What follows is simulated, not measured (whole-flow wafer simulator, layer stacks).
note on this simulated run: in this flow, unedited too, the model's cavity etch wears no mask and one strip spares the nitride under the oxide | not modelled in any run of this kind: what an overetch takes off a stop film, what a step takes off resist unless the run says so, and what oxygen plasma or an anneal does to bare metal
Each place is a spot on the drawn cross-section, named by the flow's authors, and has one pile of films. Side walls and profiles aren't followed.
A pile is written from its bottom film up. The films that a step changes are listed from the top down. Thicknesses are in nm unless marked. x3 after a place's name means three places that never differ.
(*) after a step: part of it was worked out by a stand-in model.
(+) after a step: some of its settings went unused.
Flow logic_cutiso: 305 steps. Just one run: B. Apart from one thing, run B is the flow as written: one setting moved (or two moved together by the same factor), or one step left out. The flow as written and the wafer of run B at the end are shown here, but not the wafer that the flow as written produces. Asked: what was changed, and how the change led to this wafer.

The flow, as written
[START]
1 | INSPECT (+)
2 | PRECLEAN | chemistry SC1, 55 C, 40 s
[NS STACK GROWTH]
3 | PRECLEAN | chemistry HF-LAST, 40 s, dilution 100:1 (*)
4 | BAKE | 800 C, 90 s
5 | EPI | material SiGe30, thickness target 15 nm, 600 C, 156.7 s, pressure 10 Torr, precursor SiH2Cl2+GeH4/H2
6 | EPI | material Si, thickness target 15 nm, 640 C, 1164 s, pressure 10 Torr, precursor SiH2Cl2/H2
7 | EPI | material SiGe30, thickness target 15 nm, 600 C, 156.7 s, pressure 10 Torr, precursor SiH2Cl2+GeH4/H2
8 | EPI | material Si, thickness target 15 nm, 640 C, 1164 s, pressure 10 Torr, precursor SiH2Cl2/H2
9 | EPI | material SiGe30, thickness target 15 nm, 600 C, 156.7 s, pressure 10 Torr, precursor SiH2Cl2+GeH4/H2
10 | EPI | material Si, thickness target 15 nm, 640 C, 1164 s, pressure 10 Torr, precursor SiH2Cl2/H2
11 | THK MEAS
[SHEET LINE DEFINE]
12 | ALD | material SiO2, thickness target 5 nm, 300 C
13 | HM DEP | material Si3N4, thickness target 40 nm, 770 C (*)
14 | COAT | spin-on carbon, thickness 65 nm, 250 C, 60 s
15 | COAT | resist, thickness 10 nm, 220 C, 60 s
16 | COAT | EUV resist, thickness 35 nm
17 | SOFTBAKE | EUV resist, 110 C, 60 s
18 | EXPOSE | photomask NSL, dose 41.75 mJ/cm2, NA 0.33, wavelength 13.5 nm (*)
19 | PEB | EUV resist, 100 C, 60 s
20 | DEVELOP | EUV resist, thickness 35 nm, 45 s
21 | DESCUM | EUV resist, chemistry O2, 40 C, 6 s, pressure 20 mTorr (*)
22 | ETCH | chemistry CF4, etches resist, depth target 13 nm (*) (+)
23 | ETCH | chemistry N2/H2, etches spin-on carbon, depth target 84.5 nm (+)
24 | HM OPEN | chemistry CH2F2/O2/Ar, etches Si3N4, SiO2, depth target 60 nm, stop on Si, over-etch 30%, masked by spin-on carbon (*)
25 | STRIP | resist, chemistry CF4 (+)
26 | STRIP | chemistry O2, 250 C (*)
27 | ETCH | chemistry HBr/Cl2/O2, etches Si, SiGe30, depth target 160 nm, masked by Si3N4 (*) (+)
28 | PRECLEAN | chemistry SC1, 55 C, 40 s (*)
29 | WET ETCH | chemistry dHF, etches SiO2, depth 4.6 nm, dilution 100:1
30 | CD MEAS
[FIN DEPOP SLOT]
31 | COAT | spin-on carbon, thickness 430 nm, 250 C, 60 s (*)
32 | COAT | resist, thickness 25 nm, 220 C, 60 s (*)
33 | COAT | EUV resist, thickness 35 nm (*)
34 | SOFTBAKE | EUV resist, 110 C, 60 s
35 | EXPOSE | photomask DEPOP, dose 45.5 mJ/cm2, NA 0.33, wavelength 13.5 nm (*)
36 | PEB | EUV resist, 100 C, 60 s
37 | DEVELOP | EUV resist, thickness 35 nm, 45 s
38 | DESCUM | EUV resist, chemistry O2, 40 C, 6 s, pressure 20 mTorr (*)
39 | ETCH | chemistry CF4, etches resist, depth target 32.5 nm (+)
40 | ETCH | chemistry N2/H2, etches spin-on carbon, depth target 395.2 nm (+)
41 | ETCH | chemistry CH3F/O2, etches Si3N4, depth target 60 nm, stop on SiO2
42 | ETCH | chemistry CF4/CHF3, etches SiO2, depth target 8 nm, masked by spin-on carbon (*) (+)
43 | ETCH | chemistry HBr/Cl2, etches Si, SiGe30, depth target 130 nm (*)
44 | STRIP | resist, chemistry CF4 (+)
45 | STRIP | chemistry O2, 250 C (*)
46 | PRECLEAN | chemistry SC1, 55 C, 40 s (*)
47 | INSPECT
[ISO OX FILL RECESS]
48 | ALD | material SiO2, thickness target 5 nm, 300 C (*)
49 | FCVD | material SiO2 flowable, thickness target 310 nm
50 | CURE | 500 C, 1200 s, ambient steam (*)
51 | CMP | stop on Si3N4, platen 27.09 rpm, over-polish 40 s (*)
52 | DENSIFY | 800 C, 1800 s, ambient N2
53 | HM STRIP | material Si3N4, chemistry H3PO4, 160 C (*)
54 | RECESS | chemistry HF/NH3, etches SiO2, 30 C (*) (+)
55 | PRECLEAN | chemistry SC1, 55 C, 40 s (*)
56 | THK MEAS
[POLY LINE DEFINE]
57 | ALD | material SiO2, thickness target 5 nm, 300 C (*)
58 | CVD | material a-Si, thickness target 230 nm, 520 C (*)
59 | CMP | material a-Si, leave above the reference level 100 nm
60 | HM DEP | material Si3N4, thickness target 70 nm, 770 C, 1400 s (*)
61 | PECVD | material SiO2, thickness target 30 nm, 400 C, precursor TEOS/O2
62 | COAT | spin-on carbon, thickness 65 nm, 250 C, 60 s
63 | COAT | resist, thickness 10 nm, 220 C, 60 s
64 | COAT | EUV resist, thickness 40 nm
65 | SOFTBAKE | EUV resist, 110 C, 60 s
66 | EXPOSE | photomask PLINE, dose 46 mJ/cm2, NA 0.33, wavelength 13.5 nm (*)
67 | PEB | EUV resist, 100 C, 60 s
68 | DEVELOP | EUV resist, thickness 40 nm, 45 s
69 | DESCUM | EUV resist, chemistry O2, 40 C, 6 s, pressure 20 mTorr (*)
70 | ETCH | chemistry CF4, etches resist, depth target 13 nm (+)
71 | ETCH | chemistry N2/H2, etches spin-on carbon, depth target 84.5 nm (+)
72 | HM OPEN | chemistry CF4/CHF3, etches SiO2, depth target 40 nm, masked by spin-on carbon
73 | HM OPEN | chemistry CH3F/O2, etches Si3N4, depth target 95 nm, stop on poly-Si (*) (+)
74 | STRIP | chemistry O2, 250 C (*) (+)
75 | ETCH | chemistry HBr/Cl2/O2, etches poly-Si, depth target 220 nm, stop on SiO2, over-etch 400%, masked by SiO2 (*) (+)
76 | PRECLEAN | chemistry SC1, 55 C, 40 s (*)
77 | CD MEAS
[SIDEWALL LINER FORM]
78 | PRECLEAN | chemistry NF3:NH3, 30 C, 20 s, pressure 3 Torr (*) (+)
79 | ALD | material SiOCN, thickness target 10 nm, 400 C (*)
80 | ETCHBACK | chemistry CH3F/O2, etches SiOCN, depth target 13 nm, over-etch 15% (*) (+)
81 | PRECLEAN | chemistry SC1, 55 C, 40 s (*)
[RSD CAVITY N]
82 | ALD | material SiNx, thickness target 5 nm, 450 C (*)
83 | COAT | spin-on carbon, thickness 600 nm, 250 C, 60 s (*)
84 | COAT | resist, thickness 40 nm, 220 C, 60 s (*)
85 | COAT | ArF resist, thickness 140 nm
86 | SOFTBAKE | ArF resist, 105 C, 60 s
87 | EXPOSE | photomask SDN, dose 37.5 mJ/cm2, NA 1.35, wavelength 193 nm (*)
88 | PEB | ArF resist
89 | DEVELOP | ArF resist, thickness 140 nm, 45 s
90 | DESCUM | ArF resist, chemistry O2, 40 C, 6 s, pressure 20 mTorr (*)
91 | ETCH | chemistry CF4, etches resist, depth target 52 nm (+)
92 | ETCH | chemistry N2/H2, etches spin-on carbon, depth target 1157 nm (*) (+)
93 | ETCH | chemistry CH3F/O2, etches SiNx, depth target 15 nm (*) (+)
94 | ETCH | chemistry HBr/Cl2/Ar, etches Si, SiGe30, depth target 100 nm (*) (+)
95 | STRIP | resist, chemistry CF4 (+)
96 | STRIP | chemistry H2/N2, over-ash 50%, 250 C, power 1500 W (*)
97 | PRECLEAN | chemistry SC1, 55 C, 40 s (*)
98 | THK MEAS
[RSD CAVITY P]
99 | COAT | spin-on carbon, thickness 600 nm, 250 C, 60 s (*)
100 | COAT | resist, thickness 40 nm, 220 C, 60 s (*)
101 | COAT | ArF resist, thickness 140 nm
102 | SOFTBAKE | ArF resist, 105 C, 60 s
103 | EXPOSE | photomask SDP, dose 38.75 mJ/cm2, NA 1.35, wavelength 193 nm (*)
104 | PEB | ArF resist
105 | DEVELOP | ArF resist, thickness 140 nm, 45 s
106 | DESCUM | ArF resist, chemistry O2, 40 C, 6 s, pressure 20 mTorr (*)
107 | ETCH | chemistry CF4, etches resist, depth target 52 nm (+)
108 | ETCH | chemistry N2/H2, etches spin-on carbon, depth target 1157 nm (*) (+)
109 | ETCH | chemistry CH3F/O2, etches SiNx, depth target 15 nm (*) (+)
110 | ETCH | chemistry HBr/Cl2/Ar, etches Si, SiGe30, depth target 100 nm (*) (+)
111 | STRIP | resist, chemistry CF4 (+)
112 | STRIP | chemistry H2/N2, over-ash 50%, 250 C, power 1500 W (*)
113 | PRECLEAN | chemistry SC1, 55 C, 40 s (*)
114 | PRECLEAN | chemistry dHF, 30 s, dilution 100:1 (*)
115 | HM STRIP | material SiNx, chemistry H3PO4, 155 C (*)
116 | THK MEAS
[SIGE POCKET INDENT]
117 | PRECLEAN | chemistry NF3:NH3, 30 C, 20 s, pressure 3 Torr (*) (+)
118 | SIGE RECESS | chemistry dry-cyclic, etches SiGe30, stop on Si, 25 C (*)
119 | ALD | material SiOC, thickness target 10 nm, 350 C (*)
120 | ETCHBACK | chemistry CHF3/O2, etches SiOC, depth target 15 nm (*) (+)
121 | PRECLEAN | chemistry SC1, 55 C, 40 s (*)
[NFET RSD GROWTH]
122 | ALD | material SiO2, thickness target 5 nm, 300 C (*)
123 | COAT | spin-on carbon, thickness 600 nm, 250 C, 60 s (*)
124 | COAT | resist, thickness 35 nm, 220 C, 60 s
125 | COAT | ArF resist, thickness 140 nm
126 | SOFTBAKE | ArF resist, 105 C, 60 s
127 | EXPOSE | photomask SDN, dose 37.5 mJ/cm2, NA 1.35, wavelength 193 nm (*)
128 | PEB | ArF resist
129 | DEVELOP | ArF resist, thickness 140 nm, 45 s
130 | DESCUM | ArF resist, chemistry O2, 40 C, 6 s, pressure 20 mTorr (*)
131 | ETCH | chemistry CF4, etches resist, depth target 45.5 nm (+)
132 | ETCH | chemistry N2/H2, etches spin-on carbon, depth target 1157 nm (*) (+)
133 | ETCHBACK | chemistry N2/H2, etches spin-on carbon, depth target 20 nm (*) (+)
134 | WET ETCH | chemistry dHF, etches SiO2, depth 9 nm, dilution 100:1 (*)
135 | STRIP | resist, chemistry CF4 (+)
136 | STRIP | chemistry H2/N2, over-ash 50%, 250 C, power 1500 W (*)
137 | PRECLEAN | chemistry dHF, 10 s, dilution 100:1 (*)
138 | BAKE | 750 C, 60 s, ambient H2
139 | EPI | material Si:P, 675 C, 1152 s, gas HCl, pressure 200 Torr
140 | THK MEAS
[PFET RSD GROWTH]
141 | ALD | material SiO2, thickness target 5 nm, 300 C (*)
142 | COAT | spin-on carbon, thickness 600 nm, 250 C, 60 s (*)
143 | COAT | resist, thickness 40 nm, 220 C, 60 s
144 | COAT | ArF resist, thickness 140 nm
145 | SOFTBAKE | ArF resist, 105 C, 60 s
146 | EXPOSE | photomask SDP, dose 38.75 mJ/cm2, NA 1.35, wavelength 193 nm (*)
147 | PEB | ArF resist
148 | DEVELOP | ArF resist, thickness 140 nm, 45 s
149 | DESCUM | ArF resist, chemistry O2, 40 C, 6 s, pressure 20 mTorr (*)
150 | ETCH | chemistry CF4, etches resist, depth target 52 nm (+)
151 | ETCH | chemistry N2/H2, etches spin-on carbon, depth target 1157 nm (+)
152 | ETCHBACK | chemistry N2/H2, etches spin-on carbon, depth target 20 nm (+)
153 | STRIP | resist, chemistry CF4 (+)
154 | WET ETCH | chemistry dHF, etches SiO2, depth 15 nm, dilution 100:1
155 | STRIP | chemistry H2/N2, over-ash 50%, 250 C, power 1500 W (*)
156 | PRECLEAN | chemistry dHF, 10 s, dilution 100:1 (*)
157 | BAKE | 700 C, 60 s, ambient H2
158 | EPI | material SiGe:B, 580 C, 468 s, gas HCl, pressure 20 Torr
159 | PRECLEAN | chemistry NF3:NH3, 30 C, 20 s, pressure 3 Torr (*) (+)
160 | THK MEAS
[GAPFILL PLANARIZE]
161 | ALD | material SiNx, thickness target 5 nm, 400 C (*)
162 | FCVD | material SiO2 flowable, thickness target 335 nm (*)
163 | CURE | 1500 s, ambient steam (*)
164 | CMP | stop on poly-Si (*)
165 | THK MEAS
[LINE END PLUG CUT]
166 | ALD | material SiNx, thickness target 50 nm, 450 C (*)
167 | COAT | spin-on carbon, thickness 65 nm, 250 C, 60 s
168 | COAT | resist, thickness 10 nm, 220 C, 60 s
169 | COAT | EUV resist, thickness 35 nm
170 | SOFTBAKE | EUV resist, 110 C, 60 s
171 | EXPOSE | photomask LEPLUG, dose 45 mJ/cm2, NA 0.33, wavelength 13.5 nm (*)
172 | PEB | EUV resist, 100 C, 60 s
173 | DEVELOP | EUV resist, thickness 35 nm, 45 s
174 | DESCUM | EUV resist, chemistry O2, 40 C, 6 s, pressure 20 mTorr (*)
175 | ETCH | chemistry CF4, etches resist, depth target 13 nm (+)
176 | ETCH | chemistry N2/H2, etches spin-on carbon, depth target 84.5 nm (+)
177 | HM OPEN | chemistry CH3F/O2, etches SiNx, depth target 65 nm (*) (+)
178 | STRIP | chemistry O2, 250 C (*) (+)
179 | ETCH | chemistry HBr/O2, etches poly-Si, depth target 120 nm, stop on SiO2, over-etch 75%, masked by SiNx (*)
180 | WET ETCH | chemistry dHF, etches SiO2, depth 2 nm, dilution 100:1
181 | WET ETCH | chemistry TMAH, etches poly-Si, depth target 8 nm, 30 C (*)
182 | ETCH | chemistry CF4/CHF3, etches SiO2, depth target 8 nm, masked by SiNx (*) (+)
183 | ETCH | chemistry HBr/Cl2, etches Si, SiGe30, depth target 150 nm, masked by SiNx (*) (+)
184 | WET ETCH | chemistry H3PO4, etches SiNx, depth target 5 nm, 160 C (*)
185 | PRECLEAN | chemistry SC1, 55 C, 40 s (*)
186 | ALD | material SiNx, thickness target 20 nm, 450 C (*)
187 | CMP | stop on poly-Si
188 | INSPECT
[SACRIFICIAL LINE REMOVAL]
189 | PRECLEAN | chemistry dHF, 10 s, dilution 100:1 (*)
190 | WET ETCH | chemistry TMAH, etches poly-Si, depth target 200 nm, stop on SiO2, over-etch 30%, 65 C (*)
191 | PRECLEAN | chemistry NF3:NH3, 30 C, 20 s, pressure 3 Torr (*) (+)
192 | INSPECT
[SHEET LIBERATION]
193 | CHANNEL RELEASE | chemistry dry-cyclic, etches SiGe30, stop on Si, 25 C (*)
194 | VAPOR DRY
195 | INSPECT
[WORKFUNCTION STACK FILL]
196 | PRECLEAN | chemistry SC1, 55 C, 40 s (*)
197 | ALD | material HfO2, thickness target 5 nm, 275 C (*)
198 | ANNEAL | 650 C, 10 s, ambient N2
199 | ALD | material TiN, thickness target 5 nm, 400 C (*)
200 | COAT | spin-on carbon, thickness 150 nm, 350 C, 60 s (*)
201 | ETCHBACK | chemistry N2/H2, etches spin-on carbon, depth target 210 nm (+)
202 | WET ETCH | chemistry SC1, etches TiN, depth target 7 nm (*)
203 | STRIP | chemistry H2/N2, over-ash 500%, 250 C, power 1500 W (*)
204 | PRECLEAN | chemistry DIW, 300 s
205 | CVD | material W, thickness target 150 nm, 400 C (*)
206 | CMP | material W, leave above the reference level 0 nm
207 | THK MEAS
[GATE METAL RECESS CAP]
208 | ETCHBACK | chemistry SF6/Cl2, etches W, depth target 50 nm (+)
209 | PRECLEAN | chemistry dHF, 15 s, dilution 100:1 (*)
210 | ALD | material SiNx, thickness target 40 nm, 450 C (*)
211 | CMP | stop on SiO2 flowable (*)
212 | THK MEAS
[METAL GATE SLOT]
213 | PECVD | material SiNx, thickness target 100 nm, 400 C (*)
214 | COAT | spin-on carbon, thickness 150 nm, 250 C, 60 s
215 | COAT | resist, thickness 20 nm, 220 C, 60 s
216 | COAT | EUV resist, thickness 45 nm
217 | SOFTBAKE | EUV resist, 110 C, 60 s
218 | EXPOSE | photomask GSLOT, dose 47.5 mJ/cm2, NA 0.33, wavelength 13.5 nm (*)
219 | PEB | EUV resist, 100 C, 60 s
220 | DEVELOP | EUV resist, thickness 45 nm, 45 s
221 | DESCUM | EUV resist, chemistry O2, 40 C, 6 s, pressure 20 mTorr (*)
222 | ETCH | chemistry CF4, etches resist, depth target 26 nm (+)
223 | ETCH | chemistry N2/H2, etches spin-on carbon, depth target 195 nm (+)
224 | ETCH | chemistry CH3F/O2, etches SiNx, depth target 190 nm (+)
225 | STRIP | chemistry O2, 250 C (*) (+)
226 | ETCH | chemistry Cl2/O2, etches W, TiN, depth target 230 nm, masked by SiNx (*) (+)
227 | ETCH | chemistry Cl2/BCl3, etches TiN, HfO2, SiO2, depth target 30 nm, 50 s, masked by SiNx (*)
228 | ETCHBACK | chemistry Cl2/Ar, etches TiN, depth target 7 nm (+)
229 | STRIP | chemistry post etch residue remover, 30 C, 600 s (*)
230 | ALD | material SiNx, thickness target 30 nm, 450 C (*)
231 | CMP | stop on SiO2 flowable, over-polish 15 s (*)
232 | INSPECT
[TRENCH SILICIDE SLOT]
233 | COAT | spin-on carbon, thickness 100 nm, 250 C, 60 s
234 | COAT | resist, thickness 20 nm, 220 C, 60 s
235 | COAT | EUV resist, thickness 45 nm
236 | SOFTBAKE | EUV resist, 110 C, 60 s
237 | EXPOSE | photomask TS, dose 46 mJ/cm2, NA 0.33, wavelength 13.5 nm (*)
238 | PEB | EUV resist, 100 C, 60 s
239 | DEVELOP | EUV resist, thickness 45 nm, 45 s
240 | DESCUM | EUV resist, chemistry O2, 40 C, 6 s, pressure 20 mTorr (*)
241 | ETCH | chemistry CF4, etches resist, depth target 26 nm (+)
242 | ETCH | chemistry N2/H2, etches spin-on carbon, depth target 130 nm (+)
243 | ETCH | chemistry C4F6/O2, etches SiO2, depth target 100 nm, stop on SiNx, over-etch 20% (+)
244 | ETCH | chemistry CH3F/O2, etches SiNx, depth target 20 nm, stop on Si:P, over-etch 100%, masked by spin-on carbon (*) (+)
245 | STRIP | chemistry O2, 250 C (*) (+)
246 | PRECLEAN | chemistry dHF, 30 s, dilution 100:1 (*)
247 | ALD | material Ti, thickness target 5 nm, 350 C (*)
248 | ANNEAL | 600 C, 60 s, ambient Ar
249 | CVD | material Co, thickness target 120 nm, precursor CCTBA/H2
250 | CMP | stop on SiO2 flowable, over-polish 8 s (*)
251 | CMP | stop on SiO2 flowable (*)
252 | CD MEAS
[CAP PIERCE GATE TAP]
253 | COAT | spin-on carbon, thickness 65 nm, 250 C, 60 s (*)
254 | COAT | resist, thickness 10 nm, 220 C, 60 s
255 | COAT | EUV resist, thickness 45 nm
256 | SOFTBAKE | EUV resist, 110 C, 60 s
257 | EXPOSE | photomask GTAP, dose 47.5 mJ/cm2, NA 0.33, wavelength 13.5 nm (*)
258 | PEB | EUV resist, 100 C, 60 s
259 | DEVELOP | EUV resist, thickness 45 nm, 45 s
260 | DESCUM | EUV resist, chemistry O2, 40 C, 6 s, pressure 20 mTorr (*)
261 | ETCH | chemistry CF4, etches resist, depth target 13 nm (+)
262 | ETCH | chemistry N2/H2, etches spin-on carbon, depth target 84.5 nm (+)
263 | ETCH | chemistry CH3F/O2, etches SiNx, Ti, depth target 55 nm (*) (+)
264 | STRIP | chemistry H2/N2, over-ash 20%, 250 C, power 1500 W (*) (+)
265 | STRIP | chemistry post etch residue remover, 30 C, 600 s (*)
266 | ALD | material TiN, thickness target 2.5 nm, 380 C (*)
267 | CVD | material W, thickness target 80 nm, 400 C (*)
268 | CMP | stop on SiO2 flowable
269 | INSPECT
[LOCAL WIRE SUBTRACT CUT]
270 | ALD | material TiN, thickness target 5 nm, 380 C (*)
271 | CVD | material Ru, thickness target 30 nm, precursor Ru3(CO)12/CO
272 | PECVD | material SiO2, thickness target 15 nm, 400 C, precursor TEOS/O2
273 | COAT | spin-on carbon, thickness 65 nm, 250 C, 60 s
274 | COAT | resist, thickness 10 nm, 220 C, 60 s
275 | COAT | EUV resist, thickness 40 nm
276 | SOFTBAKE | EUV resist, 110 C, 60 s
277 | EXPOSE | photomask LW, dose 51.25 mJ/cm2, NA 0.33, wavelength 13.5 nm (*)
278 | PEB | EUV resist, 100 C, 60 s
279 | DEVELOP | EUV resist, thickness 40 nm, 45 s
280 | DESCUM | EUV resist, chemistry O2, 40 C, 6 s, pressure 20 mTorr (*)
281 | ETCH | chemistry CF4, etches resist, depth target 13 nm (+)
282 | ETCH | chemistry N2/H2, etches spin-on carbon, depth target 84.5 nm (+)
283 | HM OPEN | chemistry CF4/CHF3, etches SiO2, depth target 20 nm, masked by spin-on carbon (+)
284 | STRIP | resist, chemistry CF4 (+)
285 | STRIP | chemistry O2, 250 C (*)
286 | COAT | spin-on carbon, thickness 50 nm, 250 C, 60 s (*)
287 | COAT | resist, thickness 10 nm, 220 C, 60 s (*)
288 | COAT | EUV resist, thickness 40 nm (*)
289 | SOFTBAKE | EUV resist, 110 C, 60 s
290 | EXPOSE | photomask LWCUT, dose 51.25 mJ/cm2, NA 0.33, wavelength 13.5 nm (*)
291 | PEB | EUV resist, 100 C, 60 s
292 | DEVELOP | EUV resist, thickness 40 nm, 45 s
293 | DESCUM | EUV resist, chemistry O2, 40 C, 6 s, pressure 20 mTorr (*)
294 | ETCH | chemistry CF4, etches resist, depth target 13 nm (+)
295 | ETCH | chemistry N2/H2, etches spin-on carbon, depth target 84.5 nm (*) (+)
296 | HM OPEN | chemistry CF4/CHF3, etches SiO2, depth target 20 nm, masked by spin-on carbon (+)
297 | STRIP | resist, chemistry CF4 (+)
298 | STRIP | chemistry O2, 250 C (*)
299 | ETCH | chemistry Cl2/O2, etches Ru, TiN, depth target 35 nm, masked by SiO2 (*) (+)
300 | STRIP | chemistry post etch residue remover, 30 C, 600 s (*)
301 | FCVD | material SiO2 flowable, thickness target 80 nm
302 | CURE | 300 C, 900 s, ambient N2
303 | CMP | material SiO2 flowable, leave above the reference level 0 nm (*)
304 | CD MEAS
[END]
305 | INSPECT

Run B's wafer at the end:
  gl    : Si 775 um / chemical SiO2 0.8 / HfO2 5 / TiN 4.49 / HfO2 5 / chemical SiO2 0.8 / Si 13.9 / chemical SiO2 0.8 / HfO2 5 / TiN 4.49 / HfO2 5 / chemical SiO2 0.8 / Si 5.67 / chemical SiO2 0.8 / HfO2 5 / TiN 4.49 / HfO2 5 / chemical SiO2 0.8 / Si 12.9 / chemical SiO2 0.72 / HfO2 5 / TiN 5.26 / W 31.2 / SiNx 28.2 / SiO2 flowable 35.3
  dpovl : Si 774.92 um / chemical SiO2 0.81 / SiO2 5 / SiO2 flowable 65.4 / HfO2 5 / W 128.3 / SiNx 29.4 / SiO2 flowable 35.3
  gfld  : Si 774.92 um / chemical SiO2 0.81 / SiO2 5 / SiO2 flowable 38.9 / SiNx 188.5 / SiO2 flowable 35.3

Cause: step 8, EPI: thickness target 6.8 nm was run, though the flow has thickness target 15 nm; step 8, EPI: 524 s was run, where the flow has 1164 s.

How this came from the change, step by step:
  8 | EPI | material Si, thickness target 15 nm, 640 C, 1164 s, pressure 10 Torr, precursor SiH2Cl2/H2
      depop, dpovl, gfld and 19 more: Si gains 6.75 (new film) (it would be, as written: Si gains 15 (new film))
  27 | ETCH | chemistry HBr/Cl2/O2, etches Si, SiGe30, depth target 160 nm, masked by Si3N4 (*) (+)
      gfld, gxf, iso, lnri: chemical SiO2 loses 0.79 (all of it), Si loses 11.4 (all of it), SiGe30 loses 15 (all of it), Si loses 6.75 (all of it), SiGe30 loses 15 (all of it), Si loses 15 (all of it), SiGe30 loses 15 (all of it), Si loses 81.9 (it would be, as written: chemical SiO2 loses 0.79 (all of it), Si loses 11.4 (all of it), SiGe30 loses 15 (all of it), Si loses 15 (all of it), SiGe30 loses 15 (all of it), Si loses 15 (all of it), SiGe30 loses 15 (all of it), Si loses 73.6)
      dpovl, nsgap: chemical SiO2 loses 0.79 (all of it), Si loses 11.8 (all of it), SiGe30 loses 15 (all of it), Si loses 6.75 (all of it), SiGe30 loses 15 (all of it), Si loses 15 (all of it), SiGe30 loses 15 (all of it), Si loses 81.5 (it would be, as written: chemical SiO2 loses 0.79 (all of it), Si loses 11.8 (all of it), SiGe30 loses 15 (all of it), Si loses 15 (all of it), SiGe30 loses 15 (all of it), Si loses 15 (all of it), SiGe30 loses 15 (all of it), Si loses 73.2)
      (and at 1 other place as well)
  43 | ETCH | chemistry HBr/Cl2, etches Si, SiGe30, depth target 130 nm (*)
      depop: Si loses 14 (all of it), SiGe30 loses 15 (all of it), Si loses 6.75 (all of it), SiGe30 loses 15 (all of it), Si loses 15 (all of it), SiGe30 loses 15 (all of it), Si loses 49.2 (it would be, as written: Si loses 14 (all of it), SiGe30 loses 15 (all of it), Si loses 15 (all of it), SiGe30 loses 15 (all of it), Si loses 15 (all of it), SiGe30 loses 15 (all of it), Si loses 41)
  94 | ETCH | chemistry HBr/Cl2/Ar, etches Si, SiGe30, depth target 100 nm (*) (+)
      rsdn, rsdx: chemical SiO2 loses 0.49 (all of it), Si loses 12.8 (all of it), SiGe30 loses 15 (all of it), Si loses 6.75 (all of it), SiGe30 loses 15 (all of it), Si loses 15 (all of it), SiGe30 loses 15 (all of it), Si loses 20.4 (it would be, as written: chemical SiO2 loses 0.49 (all of it), Si loses 12.8 (all of it), SiGe30 loses 15 (all of it), Si loses 15 (all of it), SiGe30 loses 15 (all of it), Si loses 15 (all of it), SiGe30 loses 15 (all of it), Si loses 12.2)
  110 | ETCH | chemistry HBr/Cl2/Ar, etches Si, SiGe30, depth target 100 nm (*) (+)
      rsdp, rsdw: chemical SiO2 loses 0.49 (all of it), Si loses 12.8 (all of it), SiGe30 loses 15 (all of it), Si loses 6.75 (all of it), SiGe30 loses 15 (all of it), Si loses 15 (all of it), SiGe30 loses 15 (all of it), Si loses 20.4 (it would be, as written: chemical SiO2 loses 0.49 (all of it), Si loses 12.8 (all of it), SiGe30 loses 15 (all of it), Si loses 15 (all of it), SiGe30 loses 15 (all of it), Si loses 15 (all of it), SiGe30 loses 15 (all of it), Si loses 12.2)
  183 | ETCH | chemistry HBr/Cl2, etches Si, SiGe30, depth target 150 nm, masked by SiNx (*) (+)
      plug: Si loses 13.6 (all of it), SiGe30 loses 15 (all of it), Si loses 6.75 (all of it), SiGe30 loses 15 (all of it), Si loses 15 (all of it), SiGe30 loses 15 (all of it), Si loses 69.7 (it would be, as written: Si loses 13.6 (all of it), SiGe30 loses 15 (all of it), Si loses 15 (all of it), SiGe30 loses 15 (all of it), Si loses 15 (all of it), SiGe30 loses 15 (all of it), Si loses 61.4)
